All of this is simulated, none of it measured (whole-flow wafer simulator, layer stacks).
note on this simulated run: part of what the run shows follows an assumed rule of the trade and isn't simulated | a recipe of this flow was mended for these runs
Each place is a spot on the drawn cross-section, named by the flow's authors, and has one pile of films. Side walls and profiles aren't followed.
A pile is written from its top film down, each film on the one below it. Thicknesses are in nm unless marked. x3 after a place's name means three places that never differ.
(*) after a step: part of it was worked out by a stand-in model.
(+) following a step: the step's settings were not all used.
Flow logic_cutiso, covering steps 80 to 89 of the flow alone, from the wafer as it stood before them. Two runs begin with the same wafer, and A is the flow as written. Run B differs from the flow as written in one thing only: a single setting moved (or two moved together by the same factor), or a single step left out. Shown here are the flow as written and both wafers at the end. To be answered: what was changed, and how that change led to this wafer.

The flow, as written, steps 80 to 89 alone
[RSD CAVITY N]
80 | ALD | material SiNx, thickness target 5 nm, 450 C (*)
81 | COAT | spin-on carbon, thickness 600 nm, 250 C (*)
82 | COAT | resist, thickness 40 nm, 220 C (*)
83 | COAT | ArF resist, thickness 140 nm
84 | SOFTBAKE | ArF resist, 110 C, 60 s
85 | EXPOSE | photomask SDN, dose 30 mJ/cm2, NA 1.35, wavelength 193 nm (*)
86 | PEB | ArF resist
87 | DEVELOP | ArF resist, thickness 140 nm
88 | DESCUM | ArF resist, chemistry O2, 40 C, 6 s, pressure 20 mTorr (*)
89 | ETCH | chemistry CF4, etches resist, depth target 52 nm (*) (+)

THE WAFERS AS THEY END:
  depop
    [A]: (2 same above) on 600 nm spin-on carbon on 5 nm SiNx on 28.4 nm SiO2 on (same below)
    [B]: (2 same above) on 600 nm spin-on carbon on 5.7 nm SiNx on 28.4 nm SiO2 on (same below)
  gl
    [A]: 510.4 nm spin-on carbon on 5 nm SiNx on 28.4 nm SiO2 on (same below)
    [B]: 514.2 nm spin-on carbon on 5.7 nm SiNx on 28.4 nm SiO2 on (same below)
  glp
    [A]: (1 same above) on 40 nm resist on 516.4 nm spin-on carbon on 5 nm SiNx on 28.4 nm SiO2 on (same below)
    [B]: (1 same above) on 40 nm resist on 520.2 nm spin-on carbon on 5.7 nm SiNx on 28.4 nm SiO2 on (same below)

What caused this: step 80, ALD: thickness target 5.7 nm was run, whereas the flow has thickness target 5 nm.
One can read it off the wafer: depop has SiNx 5.7, and step 80 as written asks for 5 nm.

Step by step, how the change led to this:
  80 | ALD | material SiNx, thickness target 5 nm, 450 C (*)
      depop, dpovl x3, gfld and 17 more: A SiNx gains 5 (new film) | B SiNx gains 5.7 (new film)
